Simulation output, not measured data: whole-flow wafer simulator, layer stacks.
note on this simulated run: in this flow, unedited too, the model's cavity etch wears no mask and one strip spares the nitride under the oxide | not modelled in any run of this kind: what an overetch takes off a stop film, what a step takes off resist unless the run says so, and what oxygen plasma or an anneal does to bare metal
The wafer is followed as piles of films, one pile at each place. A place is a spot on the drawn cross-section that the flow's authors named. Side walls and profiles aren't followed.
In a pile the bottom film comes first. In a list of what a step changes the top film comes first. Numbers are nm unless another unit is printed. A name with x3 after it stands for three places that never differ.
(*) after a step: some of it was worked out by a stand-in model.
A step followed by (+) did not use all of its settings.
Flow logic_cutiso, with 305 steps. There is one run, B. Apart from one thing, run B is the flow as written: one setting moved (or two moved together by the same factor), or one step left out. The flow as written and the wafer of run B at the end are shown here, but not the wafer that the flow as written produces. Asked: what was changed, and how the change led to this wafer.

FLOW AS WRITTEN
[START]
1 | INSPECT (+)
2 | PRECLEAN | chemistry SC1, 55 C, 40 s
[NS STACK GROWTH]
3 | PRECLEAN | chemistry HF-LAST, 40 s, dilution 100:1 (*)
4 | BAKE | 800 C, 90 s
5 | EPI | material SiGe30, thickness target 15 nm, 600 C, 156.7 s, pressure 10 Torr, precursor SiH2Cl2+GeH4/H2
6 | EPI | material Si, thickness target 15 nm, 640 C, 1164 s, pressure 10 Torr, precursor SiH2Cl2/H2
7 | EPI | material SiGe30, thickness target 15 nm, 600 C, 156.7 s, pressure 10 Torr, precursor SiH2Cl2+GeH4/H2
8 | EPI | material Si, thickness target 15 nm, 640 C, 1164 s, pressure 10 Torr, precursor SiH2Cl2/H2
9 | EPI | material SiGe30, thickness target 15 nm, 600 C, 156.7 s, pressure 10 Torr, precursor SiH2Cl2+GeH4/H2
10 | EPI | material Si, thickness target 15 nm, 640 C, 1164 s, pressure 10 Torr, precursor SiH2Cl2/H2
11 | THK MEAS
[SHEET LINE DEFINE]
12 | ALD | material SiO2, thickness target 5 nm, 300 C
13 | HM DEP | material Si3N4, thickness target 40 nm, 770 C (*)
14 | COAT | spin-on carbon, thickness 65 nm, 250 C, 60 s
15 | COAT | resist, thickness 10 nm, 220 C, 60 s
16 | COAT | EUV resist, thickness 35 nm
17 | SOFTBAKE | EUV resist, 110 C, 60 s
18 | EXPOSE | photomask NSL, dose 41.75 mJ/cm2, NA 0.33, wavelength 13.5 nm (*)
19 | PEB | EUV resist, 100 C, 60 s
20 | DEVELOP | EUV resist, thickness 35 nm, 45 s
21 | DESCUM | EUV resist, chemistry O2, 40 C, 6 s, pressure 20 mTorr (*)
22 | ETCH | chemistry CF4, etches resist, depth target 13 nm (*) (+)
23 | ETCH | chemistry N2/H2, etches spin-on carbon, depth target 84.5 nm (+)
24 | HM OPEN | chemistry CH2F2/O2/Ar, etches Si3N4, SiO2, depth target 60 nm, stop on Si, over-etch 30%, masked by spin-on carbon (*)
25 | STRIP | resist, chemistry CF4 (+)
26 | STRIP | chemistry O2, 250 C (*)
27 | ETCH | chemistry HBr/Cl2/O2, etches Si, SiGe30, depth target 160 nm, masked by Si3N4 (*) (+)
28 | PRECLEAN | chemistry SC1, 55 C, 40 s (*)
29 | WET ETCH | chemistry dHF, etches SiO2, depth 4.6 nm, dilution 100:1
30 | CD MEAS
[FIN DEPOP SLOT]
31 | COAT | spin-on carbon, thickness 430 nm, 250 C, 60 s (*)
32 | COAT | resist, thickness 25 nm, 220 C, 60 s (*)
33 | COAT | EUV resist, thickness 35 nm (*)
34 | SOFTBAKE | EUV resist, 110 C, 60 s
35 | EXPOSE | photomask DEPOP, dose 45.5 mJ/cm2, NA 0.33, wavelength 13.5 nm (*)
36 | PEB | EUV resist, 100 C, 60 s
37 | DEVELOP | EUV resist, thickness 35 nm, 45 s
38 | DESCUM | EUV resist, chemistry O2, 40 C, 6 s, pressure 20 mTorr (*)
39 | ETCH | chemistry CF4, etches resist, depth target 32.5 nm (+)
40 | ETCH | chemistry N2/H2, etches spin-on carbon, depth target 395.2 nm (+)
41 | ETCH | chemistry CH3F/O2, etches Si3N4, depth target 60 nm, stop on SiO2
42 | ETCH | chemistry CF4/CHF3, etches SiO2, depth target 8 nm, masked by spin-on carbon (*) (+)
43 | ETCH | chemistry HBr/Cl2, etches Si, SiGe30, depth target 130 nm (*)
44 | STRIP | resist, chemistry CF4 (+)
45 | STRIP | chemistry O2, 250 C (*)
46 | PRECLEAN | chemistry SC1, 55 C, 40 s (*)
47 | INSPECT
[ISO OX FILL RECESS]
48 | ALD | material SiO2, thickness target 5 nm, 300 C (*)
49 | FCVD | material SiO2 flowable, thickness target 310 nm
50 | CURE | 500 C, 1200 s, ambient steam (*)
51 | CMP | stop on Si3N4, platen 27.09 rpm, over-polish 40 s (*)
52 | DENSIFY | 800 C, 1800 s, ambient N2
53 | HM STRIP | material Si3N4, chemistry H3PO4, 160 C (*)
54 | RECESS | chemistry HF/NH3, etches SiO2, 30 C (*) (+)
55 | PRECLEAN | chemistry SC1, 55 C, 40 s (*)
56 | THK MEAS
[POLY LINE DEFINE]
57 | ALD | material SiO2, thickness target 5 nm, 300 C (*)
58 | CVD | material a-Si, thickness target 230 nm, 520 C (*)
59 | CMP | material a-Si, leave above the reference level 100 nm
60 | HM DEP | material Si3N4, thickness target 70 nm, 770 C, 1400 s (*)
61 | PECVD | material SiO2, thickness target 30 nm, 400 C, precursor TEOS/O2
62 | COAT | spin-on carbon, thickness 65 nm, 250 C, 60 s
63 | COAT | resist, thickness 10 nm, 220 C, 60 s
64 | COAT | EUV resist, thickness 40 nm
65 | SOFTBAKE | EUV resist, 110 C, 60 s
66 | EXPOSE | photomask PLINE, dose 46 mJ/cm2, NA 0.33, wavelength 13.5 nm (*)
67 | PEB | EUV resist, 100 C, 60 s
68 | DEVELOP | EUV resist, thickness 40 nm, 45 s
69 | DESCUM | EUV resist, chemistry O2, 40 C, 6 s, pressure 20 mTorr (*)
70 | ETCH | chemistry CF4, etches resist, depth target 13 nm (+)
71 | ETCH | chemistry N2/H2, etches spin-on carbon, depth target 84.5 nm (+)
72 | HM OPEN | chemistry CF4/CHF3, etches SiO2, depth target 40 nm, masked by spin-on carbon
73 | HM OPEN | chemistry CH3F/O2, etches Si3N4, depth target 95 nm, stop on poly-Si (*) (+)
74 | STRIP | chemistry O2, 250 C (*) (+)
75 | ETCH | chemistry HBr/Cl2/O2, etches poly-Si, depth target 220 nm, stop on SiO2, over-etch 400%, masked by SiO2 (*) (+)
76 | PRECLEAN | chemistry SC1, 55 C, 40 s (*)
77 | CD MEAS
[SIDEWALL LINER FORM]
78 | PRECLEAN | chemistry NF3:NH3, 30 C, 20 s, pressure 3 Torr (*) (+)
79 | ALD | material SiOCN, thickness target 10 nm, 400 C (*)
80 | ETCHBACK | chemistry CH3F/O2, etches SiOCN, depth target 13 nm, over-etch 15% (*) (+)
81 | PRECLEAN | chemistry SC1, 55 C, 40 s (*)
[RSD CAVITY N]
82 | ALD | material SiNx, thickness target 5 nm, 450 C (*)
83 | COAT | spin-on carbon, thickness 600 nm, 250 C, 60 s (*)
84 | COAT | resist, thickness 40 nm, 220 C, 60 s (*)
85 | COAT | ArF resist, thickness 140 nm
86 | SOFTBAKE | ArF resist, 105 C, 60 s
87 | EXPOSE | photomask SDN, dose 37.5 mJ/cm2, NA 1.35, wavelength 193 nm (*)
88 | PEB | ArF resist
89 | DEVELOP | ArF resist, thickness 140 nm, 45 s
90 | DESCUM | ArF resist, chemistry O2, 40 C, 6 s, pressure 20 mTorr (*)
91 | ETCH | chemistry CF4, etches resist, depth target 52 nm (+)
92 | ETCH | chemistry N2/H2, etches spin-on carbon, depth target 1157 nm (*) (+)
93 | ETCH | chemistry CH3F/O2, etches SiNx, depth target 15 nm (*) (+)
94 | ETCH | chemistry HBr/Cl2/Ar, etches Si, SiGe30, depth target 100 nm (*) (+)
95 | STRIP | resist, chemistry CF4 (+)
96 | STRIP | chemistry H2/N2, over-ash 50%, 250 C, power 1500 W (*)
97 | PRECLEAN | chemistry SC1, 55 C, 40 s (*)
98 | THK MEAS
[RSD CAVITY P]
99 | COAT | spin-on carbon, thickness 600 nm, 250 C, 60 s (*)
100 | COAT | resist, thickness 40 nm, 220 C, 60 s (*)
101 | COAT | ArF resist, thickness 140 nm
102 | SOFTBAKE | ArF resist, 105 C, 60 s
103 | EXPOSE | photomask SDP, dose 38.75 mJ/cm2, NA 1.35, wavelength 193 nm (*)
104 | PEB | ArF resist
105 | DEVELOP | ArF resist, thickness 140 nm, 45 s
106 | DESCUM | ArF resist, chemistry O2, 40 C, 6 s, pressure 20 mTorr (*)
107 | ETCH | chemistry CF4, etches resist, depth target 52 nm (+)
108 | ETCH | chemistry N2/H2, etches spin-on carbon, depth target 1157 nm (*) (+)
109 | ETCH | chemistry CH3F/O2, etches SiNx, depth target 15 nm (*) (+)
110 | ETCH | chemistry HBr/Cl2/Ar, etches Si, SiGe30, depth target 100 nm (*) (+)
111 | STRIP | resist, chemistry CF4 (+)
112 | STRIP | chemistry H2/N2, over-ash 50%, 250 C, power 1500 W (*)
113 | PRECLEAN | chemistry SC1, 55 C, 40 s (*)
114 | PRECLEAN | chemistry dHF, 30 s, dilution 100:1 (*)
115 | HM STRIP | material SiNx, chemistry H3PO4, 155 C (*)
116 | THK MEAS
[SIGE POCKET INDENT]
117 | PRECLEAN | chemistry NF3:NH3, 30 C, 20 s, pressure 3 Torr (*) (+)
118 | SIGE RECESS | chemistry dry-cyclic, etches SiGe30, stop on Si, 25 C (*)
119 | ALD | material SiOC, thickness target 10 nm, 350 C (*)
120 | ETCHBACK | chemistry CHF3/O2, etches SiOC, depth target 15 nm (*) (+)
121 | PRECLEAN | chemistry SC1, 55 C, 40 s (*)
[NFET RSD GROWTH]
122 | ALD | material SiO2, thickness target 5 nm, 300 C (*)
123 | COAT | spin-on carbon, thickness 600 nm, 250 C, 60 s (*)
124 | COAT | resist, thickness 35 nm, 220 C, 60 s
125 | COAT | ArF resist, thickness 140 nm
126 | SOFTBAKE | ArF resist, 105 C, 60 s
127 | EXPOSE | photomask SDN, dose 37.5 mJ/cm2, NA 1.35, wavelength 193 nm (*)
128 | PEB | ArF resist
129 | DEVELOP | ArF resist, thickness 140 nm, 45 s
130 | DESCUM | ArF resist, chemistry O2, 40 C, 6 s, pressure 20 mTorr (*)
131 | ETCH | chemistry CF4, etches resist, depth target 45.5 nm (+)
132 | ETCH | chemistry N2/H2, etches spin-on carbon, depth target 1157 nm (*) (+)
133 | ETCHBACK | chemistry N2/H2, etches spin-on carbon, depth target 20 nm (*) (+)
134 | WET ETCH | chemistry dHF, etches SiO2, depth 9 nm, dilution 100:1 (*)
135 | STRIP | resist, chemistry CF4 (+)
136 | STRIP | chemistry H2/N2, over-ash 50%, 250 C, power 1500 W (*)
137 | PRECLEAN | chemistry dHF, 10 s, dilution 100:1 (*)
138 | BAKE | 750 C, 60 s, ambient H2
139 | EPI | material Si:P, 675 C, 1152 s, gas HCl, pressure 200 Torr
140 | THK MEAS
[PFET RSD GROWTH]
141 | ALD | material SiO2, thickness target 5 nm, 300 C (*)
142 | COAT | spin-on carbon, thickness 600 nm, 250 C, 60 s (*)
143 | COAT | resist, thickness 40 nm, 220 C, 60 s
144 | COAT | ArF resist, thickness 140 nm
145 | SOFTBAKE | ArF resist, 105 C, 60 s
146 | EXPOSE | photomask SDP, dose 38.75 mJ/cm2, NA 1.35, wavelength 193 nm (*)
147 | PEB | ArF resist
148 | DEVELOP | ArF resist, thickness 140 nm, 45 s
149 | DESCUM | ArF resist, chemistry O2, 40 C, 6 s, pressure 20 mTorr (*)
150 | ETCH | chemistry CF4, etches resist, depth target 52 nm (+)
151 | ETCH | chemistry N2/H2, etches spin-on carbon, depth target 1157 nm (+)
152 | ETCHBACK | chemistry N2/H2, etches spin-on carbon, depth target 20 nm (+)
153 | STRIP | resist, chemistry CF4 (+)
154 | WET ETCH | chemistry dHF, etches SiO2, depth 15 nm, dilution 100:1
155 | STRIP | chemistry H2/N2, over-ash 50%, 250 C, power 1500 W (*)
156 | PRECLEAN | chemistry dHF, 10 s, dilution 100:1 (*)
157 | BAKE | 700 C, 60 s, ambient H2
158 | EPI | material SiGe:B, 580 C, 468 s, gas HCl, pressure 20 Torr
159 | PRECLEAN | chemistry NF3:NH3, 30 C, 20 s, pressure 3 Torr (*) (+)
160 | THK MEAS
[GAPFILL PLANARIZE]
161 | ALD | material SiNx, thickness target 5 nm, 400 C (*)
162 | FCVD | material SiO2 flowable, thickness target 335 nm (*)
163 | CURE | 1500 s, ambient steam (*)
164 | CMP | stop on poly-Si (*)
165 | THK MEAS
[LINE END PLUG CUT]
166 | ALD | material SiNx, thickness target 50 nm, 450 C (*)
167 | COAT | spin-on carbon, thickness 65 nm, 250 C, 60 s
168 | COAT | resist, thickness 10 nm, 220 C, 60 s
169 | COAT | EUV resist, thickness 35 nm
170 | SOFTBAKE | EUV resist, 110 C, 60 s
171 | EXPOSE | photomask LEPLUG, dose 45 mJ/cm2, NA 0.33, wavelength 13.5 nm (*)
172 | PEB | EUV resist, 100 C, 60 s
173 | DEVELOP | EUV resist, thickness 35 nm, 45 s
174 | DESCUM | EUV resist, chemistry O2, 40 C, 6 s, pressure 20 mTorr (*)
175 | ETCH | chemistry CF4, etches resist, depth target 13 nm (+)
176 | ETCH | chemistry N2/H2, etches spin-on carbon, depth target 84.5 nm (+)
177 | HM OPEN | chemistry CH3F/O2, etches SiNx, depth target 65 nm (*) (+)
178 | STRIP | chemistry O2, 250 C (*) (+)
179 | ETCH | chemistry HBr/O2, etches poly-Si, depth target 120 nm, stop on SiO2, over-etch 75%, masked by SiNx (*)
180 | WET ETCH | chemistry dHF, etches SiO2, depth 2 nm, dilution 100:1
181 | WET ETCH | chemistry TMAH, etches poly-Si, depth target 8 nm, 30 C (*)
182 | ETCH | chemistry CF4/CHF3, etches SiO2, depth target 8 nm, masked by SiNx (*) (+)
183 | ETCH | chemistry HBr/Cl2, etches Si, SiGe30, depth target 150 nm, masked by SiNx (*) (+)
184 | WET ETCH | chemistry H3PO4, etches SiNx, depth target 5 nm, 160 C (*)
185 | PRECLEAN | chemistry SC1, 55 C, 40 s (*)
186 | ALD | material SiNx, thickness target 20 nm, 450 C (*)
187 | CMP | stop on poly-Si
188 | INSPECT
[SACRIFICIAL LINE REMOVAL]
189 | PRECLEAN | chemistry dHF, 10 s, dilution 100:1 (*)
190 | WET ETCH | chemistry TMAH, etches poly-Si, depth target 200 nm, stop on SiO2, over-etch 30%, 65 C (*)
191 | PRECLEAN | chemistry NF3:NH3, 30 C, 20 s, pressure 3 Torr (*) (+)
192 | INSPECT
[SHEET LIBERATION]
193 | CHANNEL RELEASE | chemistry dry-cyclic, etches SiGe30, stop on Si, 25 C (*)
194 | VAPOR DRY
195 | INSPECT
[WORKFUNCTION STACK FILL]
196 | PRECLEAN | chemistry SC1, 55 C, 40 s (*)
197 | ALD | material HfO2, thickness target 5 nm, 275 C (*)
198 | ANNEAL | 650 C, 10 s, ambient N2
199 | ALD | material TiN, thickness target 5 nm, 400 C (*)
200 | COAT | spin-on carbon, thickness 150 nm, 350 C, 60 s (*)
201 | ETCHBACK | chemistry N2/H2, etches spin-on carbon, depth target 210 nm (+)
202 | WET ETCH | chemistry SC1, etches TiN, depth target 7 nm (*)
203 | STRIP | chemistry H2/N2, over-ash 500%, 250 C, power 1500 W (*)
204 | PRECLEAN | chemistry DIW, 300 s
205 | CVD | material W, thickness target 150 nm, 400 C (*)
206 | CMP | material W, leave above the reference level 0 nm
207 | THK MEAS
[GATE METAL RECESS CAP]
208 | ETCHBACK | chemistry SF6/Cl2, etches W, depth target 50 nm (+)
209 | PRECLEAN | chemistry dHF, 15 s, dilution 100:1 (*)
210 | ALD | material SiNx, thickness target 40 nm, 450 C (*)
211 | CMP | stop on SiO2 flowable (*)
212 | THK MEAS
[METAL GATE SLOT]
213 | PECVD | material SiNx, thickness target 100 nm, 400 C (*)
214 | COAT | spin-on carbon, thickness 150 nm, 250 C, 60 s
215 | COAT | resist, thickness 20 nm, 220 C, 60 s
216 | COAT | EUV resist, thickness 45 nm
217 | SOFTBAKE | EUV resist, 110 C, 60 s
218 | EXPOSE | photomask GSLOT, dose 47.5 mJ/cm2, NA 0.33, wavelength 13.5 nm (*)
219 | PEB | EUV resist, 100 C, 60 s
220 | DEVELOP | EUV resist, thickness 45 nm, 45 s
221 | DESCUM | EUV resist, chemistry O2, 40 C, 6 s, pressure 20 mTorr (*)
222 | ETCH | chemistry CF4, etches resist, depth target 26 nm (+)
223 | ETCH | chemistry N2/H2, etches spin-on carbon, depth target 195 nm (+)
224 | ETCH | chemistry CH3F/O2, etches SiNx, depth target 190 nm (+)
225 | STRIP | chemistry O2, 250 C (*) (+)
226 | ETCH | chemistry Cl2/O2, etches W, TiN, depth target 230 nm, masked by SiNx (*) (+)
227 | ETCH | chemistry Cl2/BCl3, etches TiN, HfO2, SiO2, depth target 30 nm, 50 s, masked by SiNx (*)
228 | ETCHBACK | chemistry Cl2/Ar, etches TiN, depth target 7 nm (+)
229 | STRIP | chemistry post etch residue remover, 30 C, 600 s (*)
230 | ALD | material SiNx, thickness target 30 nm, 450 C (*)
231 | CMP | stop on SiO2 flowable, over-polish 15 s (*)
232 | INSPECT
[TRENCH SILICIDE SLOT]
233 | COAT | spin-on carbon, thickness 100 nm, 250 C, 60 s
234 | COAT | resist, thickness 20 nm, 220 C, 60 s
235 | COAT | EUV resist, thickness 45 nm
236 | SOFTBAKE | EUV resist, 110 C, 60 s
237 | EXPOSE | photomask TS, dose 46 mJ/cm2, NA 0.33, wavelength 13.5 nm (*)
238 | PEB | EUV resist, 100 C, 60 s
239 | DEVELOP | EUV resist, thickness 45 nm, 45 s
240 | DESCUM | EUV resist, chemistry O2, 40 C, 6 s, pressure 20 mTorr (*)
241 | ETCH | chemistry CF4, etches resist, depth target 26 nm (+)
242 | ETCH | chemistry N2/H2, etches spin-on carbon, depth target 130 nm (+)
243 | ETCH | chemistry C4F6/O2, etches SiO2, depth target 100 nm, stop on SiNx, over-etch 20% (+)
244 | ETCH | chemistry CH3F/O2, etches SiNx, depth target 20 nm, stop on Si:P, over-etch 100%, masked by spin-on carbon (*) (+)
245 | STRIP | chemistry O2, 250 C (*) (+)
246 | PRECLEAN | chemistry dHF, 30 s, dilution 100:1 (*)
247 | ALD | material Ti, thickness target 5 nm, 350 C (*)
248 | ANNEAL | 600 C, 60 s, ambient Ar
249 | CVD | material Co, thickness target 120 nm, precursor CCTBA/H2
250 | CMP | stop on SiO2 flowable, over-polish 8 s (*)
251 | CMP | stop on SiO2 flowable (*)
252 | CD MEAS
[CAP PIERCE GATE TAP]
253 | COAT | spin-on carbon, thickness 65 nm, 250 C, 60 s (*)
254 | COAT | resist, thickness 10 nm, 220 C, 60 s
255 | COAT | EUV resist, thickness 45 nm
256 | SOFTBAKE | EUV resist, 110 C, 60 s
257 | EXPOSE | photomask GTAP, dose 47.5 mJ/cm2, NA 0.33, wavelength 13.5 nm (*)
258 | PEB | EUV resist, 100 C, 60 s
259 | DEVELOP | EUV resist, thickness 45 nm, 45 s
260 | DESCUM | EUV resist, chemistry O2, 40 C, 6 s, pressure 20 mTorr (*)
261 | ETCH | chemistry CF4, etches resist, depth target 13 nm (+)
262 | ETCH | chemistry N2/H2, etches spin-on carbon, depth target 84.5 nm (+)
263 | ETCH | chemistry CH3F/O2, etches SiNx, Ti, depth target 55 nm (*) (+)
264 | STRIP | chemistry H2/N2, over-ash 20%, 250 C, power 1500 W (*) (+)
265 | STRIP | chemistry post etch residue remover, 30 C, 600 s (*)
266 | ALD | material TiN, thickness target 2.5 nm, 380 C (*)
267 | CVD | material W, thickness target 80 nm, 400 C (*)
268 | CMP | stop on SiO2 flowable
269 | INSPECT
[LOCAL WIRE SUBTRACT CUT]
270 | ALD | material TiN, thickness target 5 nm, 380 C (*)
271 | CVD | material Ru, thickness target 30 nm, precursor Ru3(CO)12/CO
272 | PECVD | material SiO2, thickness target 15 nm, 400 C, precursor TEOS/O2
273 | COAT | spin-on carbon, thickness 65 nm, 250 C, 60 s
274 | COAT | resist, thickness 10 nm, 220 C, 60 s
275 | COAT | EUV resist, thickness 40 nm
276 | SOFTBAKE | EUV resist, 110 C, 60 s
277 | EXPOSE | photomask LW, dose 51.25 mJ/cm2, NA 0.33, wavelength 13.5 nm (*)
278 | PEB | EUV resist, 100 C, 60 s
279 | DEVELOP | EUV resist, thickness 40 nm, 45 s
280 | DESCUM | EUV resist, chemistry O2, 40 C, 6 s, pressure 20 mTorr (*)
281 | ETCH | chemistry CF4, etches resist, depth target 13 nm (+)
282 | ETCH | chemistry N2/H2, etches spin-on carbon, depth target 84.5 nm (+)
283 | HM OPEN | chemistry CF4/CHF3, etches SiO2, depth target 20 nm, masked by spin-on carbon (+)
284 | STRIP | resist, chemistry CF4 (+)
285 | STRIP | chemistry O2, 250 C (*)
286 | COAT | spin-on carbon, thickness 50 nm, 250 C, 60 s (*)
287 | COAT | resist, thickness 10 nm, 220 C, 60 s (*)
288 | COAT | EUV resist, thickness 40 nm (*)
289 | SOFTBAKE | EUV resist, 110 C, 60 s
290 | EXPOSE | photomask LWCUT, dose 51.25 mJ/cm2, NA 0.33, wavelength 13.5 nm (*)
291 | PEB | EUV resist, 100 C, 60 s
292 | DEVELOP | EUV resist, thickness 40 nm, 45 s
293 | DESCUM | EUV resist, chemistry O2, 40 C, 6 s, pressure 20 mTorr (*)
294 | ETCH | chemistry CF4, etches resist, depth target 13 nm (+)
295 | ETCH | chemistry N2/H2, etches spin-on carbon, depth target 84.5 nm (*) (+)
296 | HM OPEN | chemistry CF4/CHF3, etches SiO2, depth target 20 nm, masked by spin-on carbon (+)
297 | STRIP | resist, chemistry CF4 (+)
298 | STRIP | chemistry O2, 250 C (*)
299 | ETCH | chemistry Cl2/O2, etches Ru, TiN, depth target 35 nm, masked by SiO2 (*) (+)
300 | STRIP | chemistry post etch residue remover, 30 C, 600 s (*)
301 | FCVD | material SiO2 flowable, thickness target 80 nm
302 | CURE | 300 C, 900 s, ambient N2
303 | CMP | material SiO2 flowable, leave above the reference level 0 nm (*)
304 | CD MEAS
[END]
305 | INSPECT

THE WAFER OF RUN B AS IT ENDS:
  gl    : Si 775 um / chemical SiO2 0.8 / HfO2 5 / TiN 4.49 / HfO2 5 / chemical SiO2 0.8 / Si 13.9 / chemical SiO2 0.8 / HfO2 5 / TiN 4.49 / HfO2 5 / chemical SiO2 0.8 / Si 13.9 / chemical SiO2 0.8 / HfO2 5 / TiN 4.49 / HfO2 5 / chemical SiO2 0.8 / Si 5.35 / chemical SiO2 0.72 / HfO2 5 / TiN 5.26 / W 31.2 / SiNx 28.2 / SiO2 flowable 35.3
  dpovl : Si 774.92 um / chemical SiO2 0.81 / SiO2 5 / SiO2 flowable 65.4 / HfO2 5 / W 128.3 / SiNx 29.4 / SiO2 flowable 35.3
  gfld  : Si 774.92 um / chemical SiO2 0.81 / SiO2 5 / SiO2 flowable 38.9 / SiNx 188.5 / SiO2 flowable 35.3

Cause: step 10, EPI: thickness target 7.5 nm was run, though the flow has thickness target 15 nm; step 10, EPI: 582.2 s was run, where the flow has 1164 s.

The path from the change to this, step by step:
  10 | EPI | material Si, thickness target 15 nm, 640 C, 1164 s, pressure 10 Torr, precursor SiH2Cl2/H2
      depop, dpovl, gfld and 19 more: +7.5 Si (new film) (in the flow as written it would be: +15 Si (new film))
  27 | ETCH | chemistry HBr/Cl2/O2, etches Si, SiGe30, depth target 160 nm, masked by Si3N4 (*) (+)
      gfld, gxf, iso, lnri: -0.79 chemical SiO2 (all of it), -3.85 Si (all of it), -15 SiGe30 (all of it), -15 Si (all of it), -15 SiGe30 (all of it), -15 Si (all of it), -15 SiGe30 (all of it), -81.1 Si (in the flow as written it would be: -0.79 chemical SiO2 (all of it), -11.4 Si (all of it), -15 SiGe30 (all of it), -15 Si (all of it), -15 SiGe30 (all of it), -15 Si (all of it), -15 SiGe30 (all of it), -73.6 Si)
      dpovl, nsgap: -0.79 chemical SiO2 (all of it), -4.25 Si (all of it), -15 SiGe30 (all of it), -15 Si (all of it), -15 SiGe30 (all of it), -15 Si (all of it), -15 SiGe30 (all of it), -80.7 Si (in the flow as written it would be: -0.79 chemical SiO2 (all of it), -11.8 Si (all of it), -15 SiGe30 (all of it), -15 Si (all of it), -15 SiGe30 (all of it), -15 Si (all of it), -15 SiGe30 (all of it), -73.2 Si)
      (also at 1 further place)
  43 | ETCH | chemistry HBr/Cl2, etches Si, SiGe30, depth target 130 nm (*)
      depop: -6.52 Si (all of it), -15 SiGe30 (all of it), -15 Si (all of it), -15 SiGe30 (all of it), -15 Si (all of it), -15 SiGe30 (all of it), -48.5 Si (in the flow as written it would be: -14 Si (all of it), -15 SiGe30 (all of it), -15 Si (all of it), -15 SiGe30 (all of it), -15 Si (all of it), -15 SiGe30 (all of it), -41 Si)
  94 | ETCH | chemistry HBr/Cl2/Ar, etches Si, SiGe30, depth target 100 nm (*) (+)
      rsdn, rsdx: -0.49 chemical SiO2 (all of it), -5.32 Si (all of it), -15 SiGe30 (all of it), -15 Si (all of it), -15 SiGe30 (all of it), -15 Si (all of it), -15 SiGe30 (all of it), -19.7 Si (in the flow as written it would be: -0.49 chemical SiO2 (all of it), -12.8 Si (all of it), -15 SiGe30 (all of it), -15 Si (all of it), -15 SiGe30 (all of it), -15 Si (all of it), -15 SiGe30 (all of it), -12.2 Si)
  110 | ETCH | chemistry HBr/Cl2/Ar, etches Si, SiGe30, depth target 100 nm (*) (+)
      rsdp, rsdw: -0.49 chemical SiO2 (all of it), -5.32 Si (all of it), -15 SiGe30 (all of it), -15 Si (all of it), -15 SiGe30 (all of it), -15 Si (all of it), -15 SiGe30 (all of it), -19.7 Si (in the flow as written it would be: -0.49 chemical SiO2 (all of it), -12.8 Si (all of it), -15 SiGe30 (all of it), -15 Si (all of it), -15 SiGe30 (all of it), -15 Si (all of it), -15 SiGe30 (all of it), -12.2 Si)
  183 | ETCH | chemistry HBr/Cl2, etches Si, SiGe30, depth target 150 nm, masked by SiNx (*) (+)
      plug: -6.05 Si (all of it), -15 SiGe30 (all of it), -15 Si (all of it), -15 SiGe30 (all of it), -15 Si (all of it), -15 SiGe30 (all of it), -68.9 Si (in the flow as written it would be: -13.6 Si (all of it), -15 SiGe30 (all of it), -15 Si (all of it), -15 SiGe30 (all of it), -15 Si (all of it), -15 SiGe30 (all of it), -61.4 Si)
